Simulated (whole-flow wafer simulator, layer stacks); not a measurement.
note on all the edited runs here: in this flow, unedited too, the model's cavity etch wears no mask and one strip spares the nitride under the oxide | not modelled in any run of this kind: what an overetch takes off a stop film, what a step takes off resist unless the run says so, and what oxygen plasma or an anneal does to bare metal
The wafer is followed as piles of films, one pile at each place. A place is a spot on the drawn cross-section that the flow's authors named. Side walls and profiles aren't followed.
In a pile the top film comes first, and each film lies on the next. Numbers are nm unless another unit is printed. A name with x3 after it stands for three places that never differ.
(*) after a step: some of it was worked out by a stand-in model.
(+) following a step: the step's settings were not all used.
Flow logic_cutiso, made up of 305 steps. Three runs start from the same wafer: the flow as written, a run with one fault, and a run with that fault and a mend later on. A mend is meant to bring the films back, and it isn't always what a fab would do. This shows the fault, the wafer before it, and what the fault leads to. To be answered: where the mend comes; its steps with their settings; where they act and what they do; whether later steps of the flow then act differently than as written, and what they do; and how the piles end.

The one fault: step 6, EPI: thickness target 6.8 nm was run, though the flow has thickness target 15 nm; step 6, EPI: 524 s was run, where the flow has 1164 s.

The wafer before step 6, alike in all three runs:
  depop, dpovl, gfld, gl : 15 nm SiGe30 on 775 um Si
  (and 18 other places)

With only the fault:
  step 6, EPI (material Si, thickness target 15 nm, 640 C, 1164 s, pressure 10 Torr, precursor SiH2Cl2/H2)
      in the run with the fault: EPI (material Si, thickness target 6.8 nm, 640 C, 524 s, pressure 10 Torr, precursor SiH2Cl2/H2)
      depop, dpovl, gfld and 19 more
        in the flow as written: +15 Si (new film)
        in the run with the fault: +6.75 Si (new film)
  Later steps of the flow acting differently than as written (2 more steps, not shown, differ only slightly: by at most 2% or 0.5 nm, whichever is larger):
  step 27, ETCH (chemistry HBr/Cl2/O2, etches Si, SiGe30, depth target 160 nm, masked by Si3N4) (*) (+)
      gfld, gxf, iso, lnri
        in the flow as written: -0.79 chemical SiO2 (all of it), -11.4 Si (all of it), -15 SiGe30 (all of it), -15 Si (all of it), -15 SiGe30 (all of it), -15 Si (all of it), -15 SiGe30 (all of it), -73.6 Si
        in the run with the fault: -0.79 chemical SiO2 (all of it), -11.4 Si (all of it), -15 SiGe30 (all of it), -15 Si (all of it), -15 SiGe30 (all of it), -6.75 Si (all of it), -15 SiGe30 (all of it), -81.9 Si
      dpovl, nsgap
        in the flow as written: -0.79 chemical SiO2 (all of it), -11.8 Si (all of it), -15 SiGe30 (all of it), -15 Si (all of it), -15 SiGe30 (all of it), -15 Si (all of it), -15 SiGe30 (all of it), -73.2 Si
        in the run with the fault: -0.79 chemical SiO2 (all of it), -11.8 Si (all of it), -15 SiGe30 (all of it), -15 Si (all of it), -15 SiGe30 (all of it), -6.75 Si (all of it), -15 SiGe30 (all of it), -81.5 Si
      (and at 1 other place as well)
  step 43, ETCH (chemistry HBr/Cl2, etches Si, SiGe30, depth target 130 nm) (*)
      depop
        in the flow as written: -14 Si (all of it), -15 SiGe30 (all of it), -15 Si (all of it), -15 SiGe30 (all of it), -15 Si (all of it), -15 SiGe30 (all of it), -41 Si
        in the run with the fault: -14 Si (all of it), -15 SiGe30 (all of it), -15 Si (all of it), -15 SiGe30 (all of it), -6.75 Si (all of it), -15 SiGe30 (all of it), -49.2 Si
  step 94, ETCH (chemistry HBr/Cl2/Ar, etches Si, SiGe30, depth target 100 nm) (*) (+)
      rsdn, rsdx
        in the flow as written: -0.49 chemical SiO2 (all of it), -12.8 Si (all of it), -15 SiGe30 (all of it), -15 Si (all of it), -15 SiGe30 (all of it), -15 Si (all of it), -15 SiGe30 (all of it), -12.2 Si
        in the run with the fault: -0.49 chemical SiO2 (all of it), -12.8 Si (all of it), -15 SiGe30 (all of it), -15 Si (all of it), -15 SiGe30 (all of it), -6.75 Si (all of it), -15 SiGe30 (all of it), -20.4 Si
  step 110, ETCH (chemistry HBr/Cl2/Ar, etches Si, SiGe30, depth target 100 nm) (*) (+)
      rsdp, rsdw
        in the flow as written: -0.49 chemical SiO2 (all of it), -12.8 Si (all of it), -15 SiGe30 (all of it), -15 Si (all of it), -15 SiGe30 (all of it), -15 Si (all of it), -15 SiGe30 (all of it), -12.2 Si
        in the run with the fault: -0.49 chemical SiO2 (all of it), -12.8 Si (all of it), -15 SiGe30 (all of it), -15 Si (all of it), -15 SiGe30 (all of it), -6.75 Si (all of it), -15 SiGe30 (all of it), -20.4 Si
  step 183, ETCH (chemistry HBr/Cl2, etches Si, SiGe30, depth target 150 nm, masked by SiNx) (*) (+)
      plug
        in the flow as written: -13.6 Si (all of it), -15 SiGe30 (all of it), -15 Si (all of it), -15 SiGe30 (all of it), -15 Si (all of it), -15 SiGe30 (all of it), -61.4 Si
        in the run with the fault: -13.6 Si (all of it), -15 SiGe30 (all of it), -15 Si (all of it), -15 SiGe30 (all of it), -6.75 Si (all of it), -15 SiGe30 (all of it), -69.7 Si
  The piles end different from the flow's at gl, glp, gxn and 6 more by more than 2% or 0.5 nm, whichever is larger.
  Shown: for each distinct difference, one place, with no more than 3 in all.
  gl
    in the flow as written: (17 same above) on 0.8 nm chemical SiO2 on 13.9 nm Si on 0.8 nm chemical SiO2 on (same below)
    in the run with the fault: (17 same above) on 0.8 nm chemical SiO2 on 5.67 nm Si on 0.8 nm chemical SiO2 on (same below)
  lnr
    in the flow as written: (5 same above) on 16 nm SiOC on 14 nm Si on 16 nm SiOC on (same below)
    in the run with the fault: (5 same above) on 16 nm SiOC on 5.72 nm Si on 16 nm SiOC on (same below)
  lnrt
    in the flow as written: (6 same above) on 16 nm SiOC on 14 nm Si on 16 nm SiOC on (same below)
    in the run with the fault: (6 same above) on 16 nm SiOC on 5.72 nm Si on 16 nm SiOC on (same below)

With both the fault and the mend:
  The mend follows step 6.
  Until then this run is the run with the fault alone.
  step 6a, EPI (material Si, thickness target 8.2 nm, 640 C, 636.5 s, pressure 10 Torr, precursor SiH2Cl2/H2) (a further turn of the flow's step 6, with different settings)
      depop, dpovl, gfld and 19 more
        +8.2 Si
  Every later step of the flow that is run acts as written, at every place that is followed, to within 2% or 0.5 nm, whichever is larger.
  At the end the piles are close to the flow's at the places that both follow, differing by at most 2% or 0.5 nm, whichever is larger.
